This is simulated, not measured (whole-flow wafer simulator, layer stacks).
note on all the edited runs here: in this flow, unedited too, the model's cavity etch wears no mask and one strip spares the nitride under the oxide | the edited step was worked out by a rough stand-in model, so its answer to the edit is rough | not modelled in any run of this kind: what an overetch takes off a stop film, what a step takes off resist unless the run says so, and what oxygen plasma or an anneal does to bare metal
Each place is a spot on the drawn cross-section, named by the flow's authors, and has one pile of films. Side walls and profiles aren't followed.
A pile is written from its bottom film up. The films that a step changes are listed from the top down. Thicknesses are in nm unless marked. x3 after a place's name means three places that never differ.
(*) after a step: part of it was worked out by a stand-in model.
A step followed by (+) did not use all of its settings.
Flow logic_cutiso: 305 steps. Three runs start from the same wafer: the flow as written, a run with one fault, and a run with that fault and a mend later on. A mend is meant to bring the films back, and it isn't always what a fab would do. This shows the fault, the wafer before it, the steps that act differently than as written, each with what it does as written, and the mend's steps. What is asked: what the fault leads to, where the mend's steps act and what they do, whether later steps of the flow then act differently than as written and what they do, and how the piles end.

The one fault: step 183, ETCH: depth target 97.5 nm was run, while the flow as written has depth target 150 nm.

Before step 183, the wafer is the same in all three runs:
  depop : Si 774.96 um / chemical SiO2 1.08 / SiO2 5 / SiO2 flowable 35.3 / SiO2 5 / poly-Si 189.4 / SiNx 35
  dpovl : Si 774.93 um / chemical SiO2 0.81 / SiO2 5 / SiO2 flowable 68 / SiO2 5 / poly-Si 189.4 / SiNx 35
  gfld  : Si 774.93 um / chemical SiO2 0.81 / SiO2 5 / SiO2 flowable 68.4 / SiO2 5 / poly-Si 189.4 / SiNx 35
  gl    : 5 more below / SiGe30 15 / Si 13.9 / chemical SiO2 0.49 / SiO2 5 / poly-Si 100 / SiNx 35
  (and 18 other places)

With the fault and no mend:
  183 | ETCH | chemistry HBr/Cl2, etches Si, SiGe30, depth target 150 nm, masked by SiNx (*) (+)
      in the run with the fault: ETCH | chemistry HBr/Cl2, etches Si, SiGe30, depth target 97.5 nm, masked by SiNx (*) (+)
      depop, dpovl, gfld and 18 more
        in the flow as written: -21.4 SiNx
        in the run with the fault: -13.9 SiNx
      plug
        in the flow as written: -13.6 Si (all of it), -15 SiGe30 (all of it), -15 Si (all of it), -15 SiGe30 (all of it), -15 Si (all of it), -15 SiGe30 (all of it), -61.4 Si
        in the run with the fault: -13.6 Si (all of it), -15 SiGe30 (all of it), -15 Si (all of it), -15 SiGe30 (all of it), -15 Si (all of it), -15 SiGe30 (all of it), -8.93 Si
  Steps further on in the flow that do not act as written:
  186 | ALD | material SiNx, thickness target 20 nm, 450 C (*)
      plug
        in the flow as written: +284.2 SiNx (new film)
        in the run with the fault: +239.2 SiNx (new film)
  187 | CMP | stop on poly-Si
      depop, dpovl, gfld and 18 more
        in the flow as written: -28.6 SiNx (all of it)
        in the run with the fault: -36.1 SiNx (all of it)
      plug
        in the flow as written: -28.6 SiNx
        in the run with the fault: -36.1 SiNx
  At plug, the piles at the end differ from the flow's by more than 2% or 0.5 nm, whichever is larger.
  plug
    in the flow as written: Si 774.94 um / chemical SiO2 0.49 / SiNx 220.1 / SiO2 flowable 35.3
    in the run with the fault: Si 774.99 um / chemical SiO2 0.49 / SiNx 167.6 / SiO2 flowable 35.3

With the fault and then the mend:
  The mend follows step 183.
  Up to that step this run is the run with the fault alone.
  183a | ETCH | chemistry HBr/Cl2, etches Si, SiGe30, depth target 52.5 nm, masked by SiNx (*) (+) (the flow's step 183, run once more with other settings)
      depop, dpovl, gfld and 18 more
        -7.5 SiNx
      plug
        -52.5 Si
  None of the later steps of the flow acts differently than as written at any place that is followed.
  By the end, the piles equal the flow's at every place that both follow.
